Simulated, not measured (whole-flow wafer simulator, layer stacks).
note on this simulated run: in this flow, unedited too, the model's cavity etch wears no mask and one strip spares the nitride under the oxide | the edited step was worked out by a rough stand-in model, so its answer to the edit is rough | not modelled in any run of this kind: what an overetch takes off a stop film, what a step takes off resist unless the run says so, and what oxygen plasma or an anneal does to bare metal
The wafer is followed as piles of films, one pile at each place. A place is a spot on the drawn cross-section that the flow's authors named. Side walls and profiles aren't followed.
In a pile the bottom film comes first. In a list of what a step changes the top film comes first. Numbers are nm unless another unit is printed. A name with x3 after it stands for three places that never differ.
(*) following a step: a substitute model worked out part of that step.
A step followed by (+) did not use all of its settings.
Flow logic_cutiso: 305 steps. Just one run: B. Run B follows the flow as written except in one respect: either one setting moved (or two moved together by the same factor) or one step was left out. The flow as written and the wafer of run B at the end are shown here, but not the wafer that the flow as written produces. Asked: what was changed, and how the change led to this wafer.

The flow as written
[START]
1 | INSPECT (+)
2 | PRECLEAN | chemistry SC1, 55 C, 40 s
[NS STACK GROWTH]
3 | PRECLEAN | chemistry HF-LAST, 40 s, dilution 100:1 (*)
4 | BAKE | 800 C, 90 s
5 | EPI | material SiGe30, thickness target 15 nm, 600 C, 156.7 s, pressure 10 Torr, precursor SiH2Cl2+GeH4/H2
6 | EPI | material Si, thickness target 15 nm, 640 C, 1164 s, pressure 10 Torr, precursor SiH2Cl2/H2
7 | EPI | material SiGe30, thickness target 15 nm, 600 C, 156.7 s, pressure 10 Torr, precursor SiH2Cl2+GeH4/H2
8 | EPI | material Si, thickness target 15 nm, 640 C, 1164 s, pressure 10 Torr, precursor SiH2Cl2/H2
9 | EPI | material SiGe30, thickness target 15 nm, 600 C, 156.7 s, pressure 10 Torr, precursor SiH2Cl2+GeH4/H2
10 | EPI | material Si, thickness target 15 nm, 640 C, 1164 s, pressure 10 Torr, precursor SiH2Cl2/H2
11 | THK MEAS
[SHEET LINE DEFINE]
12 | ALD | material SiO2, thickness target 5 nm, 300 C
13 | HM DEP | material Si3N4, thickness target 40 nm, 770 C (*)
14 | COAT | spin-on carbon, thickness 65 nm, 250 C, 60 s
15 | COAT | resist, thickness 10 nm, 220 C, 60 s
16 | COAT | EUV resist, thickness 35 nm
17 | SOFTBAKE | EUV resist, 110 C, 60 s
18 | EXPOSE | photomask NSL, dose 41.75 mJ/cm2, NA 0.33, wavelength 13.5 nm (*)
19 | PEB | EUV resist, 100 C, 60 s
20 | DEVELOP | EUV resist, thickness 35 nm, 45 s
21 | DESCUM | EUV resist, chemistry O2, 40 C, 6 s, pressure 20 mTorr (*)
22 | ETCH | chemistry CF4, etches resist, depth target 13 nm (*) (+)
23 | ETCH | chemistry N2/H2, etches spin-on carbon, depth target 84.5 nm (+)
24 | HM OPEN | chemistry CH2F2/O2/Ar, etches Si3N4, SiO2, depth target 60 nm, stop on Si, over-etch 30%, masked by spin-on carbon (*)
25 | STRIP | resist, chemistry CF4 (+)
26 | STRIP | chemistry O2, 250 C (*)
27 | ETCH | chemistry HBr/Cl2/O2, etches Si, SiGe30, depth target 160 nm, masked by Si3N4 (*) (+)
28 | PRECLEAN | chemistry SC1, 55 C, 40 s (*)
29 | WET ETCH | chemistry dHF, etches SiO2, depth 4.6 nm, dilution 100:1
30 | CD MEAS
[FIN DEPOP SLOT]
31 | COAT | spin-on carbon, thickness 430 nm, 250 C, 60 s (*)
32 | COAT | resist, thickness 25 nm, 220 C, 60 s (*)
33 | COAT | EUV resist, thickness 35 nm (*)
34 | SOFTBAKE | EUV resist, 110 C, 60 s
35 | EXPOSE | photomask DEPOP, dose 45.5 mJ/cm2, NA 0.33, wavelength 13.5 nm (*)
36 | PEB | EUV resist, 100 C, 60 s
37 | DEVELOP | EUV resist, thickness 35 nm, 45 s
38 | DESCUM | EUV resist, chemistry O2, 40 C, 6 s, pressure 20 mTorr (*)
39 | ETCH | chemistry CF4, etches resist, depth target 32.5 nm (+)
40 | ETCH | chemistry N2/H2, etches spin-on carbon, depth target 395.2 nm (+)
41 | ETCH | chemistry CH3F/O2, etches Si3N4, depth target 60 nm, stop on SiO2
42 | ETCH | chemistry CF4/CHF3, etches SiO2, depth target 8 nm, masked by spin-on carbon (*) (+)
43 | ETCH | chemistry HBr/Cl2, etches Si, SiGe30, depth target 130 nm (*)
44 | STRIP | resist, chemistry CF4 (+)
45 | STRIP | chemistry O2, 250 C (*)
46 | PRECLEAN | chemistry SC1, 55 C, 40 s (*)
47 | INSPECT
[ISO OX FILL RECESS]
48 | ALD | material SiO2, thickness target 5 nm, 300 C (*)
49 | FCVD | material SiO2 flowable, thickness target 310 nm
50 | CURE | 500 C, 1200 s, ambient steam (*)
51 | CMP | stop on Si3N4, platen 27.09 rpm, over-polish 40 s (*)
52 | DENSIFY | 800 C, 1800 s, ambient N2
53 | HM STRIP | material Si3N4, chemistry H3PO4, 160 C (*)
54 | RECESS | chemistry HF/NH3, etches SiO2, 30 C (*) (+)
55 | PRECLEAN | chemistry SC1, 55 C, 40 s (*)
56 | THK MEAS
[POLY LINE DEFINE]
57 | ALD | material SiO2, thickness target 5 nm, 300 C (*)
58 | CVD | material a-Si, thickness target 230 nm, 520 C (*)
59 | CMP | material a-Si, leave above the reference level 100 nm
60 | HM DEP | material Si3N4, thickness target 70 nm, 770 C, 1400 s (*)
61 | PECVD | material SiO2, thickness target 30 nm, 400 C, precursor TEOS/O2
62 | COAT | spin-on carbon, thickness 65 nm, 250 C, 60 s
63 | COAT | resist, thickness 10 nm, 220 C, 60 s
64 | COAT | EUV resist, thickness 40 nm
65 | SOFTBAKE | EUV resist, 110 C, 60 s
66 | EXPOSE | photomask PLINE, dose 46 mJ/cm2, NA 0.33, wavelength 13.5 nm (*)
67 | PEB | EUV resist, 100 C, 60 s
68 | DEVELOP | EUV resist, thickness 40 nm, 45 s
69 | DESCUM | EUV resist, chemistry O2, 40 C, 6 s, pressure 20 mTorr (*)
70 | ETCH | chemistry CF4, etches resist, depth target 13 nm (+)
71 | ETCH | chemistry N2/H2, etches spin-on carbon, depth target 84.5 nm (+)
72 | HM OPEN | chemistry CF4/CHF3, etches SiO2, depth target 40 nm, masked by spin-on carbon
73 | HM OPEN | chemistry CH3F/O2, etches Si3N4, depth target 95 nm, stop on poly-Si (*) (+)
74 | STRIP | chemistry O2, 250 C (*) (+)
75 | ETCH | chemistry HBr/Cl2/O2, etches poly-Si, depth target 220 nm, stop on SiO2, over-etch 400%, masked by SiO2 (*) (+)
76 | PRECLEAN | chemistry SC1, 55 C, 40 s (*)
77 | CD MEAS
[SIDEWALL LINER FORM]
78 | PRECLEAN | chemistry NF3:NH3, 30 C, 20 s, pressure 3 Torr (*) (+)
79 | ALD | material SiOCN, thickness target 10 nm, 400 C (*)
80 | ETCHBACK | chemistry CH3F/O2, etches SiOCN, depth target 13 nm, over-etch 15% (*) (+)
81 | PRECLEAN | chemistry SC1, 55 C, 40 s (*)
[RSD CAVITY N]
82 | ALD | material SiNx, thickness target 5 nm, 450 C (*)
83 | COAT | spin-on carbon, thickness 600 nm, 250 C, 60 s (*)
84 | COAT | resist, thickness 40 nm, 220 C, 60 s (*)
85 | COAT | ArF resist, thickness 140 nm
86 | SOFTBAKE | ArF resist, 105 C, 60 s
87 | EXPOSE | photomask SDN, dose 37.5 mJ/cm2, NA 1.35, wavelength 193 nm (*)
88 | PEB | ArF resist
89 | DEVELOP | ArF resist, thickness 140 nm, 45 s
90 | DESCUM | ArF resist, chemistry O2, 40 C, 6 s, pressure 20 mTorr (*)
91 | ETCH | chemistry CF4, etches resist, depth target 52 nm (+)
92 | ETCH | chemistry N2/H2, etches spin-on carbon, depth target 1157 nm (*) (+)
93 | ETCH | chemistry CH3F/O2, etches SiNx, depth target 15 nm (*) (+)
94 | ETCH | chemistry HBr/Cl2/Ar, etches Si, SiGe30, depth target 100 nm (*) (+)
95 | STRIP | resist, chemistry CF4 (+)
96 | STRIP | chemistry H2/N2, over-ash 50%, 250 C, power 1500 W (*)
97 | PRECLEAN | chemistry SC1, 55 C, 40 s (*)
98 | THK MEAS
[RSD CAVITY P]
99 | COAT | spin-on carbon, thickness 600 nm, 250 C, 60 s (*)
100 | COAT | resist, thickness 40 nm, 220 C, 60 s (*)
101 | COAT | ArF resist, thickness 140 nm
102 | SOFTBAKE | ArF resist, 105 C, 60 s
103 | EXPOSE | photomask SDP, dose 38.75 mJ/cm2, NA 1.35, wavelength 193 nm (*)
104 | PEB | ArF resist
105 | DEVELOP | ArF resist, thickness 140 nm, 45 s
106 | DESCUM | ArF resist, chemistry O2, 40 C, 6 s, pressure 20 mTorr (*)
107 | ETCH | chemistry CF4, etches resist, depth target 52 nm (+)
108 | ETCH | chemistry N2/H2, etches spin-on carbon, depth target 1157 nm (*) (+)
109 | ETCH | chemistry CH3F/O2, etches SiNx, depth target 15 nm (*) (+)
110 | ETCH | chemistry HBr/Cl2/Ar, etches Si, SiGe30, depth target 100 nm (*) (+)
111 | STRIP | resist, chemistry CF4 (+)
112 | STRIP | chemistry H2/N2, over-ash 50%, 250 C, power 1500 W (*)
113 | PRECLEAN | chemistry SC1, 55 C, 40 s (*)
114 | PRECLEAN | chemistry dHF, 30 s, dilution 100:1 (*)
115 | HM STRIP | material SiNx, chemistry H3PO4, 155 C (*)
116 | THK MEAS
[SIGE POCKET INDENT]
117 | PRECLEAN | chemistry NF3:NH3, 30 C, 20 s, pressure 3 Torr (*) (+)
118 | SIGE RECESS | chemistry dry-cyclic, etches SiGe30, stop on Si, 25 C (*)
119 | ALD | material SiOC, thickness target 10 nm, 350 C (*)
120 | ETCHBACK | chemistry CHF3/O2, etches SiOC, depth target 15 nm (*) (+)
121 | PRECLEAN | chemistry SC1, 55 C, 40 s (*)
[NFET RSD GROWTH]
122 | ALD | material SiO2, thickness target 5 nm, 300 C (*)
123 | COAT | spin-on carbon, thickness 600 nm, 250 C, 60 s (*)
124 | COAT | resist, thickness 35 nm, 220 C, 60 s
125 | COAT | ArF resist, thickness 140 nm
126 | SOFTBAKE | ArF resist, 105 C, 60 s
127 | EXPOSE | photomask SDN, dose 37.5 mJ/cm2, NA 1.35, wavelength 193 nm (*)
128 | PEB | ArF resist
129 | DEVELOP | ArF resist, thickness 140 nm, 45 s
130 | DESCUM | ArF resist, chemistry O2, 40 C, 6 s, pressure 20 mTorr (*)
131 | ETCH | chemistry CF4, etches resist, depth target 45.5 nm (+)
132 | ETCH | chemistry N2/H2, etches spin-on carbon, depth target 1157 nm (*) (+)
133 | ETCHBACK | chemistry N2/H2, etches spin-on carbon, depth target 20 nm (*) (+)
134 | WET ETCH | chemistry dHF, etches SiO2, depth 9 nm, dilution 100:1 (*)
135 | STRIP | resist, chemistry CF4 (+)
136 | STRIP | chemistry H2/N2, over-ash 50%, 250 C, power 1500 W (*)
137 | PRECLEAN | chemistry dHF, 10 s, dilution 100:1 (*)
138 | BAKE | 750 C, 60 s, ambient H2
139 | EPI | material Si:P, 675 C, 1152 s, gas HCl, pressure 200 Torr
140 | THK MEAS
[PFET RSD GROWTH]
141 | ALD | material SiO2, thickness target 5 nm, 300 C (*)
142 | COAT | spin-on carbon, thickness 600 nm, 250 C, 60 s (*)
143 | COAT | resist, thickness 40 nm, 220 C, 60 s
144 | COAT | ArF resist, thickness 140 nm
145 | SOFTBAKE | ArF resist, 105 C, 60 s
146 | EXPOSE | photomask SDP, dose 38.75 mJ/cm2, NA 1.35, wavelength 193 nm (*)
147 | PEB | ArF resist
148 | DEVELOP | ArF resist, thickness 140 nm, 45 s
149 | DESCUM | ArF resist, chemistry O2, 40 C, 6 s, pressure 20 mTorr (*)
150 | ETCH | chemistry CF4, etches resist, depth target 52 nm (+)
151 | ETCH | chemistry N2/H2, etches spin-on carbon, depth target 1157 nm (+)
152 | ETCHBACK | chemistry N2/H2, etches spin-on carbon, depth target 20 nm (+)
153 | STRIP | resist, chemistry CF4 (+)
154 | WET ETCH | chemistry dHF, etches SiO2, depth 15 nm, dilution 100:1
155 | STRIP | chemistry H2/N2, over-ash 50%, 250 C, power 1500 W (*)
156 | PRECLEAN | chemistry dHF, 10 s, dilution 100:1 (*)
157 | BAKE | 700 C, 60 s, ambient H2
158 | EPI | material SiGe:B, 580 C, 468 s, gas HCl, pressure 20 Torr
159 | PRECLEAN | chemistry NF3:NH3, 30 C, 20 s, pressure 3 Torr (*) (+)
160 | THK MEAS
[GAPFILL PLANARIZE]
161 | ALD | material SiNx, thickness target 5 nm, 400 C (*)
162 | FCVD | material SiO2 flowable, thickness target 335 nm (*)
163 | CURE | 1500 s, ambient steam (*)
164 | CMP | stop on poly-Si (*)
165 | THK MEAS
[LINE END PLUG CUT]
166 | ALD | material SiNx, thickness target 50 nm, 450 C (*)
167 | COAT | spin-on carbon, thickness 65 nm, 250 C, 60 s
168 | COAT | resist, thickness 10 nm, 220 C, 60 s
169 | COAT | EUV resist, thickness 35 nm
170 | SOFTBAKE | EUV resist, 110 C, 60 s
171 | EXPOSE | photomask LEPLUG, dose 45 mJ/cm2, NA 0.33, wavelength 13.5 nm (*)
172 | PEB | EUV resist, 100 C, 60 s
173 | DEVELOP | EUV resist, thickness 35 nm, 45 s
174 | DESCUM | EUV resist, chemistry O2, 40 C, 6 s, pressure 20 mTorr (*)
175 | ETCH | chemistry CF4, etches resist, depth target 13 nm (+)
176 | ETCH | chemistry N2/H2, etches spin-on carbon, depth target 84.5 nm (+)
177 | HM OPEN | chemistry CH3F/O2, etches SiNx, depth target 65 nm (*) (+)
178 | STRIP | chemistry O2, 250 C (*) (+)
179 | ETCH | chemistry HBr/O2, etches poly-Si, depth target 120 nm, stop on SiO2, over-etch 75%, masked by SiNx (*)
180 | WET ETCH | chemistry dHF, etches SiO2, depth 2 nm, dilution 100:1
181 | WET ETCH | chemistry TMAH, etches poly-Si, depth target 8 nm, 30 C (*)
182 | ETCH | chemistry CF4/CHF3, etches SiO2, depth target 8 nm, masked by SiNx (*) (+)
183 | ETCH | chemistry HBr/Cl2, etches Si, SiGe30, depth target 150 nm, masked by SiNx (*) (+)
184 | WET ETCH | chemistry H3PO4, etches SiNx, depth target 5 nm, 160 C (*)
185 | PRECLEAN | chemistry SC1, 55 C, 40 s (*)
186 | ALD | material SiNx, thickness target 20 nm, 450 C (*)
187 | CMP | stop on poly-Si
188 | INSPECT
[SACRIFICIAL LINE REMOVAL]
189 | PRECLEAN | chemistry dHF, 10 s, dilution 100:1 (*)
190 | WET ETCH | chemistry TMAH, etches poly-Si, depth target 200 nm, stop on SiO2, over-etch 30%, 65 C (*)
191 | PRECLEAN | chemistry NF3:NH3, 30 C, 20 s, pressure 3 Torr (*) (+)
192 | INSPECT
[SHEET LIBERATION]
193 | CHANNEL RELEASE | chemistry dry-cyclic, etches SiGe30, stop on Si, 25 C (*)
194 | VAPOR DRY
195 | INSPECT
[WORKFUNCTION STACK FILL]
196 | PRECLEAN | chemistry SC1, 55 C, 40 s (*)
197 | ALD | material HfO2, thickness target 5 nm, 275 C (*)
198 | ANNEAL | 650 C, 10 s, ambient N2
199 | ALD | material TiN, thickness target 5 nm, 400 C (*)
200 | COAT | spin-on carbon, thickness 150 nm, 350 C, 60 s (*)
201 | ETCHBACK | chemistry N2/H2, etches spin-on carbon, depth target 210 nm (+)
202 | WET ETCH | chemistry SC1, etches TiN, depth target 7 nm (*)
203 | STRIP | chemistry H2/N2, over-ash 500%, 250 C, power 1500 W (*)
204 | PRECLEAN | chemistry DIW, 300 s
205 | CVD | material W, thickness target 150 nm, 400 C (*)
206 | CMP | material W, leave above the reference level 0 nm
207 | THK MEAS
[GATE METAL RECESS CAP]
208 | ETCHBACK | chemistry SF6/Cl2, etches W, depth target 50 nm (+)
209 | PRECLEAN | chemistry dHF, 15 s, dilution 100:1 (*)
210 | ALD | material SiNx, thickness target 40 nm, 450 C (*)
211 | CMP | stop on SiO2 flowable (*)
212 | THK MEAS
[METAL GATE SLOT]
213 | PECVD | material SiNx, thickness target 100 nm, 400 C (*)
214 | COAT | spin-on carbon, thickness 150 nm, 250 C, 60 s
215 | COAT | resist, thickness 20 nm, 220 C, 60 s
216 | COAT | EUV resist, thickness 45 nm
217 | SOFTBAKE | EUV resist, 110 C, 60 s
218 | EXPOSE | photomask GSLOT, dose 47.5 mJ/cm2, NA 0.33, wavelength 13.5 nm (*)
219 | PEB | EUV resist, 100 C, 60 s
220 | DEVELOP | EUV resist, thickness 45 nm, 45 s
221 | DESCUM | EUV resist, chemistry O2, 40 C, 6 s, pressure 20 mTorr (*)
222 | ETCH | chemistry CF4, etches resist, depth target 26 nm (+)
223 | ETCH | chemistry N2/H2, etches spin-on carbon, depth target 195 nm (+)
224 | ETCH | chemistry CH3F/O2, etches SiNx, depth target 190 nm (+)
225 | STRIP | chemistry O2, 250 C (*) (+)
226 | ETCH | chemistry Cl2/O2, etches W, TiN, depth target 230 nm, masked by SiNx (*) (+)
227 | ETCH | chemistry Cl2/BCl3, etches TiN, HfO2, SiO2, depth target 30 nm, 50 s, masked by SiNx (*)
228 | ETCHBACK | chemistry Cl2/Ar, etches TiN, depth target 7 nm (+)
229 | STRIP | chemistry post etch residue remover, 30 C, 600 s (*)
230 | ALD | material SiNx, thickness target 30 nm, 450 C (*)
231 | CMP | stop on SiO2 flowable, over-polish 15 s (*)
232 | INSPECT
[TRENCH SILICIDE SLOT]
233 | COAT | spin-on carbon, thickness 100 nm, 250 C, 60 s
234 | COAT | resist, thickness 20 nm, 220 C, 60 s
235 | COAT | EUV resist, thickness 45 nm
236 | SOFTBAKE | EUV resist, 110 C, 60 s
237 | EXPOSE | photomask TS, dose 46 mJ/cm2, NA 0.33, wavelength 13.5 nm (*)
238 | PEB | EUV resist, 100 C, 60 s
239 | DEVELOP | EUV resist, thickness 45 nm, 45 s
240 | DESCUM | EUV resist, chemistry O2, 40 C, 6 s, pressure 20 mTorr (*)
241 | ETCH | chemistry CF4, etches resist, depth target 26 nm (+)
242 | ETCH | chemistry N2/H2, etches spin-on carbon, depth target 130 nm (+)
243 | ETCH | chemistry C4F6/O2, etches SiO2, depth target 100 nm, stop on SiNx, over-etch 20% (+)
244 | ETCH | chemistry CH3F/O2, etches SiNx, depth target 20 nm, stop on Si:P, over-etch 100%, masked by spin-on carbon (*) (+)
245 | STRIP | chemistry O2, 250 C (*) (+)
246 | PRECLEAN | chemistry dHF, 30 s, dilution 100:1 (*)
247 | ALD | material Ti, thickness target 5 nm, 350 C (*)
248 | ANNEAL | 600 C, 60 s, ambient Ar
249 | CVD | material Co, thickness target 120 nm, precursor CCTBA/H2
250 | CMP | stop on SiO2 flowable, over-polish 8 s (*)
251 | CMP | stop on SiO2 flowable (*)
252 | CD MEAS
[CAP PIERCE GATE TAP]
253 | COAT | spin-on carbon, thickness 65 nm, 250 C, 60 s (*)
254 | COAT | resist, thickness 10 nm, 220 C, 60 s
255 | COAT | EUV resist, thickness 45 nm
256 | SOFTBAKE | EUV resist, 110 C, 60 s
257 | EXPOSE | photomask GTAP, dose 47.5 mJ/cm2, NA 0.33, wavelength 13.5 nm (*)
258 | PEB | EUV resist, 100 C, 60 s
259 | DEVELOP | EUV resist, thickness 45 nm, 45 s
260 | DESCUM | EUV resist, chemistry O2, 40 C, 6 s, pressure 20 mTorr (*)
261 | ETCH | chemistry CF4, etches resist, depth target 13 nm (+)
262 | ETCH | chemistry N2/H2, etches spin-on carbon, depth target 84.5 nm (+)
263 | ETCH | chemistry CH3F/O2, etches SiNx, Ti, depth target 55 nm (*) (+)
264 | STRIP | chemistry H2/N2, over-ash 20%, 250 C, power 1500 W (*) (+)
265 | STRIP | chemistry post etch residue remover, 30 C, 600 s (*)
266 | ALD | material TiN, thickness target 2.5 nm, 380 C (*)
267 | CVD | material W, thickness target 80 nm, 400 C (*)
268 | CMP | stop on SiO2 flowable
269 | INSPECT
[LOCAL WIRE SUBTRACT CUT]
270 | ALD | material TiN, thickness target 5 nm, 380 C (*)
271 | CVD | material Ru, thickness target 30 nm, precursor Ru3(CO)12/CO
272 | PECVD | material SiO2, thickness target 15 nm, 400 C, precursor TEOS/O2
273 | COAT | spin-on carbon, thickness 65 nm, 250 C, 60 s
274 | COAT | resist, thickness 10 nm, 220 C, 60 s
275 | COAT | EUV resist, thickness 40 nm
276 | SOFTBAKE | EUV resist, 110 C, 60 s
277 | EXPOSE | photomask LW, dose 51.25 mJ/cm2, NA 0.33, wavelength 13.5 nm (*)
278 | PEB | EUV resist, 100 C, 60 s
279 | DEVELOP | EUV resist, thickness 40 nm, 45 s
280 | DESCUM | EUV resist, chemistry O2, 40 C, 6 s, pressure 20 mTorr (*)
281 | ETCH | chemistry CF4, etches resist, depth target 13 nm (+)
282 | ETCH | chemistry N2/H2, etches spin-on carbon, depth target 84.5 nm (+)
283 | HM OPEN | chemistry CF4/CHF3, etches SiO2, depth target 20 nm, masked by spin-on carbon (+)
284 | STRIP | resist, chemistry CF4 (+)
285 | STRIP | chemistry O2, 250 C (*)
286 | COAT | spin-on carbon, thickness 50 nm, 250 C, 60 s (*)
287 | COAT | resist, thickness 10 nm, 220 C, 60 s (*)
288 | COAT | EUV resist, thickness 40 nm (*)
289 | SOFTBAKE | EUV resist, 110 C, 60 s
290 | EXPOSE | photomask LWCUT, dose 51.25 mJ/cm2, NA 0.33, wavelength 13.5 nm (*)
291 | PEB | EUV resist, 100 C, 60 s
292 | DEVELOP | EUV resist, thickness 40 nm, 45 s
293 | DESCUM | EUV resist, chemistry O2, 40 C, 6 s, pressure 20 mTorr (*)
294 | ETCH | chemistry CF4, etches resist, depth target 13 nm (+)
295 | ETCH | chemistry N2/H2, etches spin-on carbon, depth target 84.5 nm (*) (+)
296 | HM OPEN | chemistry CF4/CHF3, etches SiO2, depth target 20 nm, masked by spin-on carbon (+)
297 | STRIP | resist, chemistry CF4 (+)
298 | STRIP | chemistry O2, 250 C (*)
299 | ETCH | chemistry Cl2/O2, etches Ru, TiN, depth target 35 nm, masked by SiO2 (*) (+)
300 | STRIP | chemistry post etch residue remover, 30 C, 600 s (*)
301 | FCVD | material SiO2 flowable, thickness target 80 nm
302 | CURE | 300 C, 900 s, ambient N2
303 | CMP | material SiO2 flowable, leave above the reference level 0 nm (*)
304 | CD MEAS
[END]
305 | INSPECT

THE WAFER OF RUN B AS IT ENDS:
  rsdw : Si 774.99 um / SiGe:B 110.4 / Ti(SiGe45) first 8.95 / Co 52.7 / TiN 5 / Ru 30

What caused this: step 295, ETCH: depth target 33.8 nm was run, whereas the flow has depth target 84.5 nm.

The path from the change to this, step by step:
  295 | ETCH | chemistry N2/H2, etches spin-on carbon, depth target 84.5 nm (*) (+)
      rsdw: -33.8 spin-on carbon (it would be, as written: -38.6 spin-on carbon (all of it), -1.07 SiO2)
      depop, dpovl, gfld and 14 more: -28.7 EUV resist (all of it), -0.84 resist (it would be, as written: -28.7 EUV resist (all of it), -2.44 resist)
      (also at 4 further places)
  296 | HM OPEN | chemistry CF4/CHF3, etches SiO2, depth target 20 nm, masked by spin-on carbon (+)
      rsdw: -4.79 spin-on carbon (all of it), -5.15 SiO2 (it would be, as written: -13.9 SiO2 (all of it), -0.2 Ru)
      gfld, gxf, gxn, iso, lnr, lnri, rsdx: -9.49 resist (all of it), -3.39 spin-on carbon (it would be, as written: -7.88 resist (all of it), -3.91 spin-on carbon)
      (also at 14 further places)
  297 | STRIP | resist, chemistry CF4 (+)
      rsdw: -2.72 SiO2 (it would be, as written: -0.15 Ru)
  299 | ETCH | chemistry Cl2/O2, etches Ru, TiN, depth target 35 nm, masked by SiO2 (*) (+)
      rsdw: -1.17 SiO2 (it would be, as written: -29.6 Ru (all of it), -5 TiN (all of it))
  301 | FCVD | material SiO2 flowable, thickness target 80 nm
      gfld, gl, glp, gxf, gxn, gxp, plug: +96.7 SiO2 flowable (new film) (it would be, as written: +94.4 SiO2 flowable (new film))
      lnrt, rsdn, rsdp, tap: +47.6 SiO2 flowable (new film) (it would be, as written: +45.3 SiO2 flowable (new film))
      (also at 6 further places)
  303 | CMP | material SiO2 flowable, leave above the reference level 0 nm (*)
      rsdw: -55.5 SiO2 flowable (all of it), -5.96 SiO2 (all of it) (it would be, as written: -59.2 SiO2 flowable)
      gfld, gl, glp and 9 more: -61.4 SiO2 flowable (it would be, as written: -59.2 SiO2 flowable)
      (also at 4 further places)
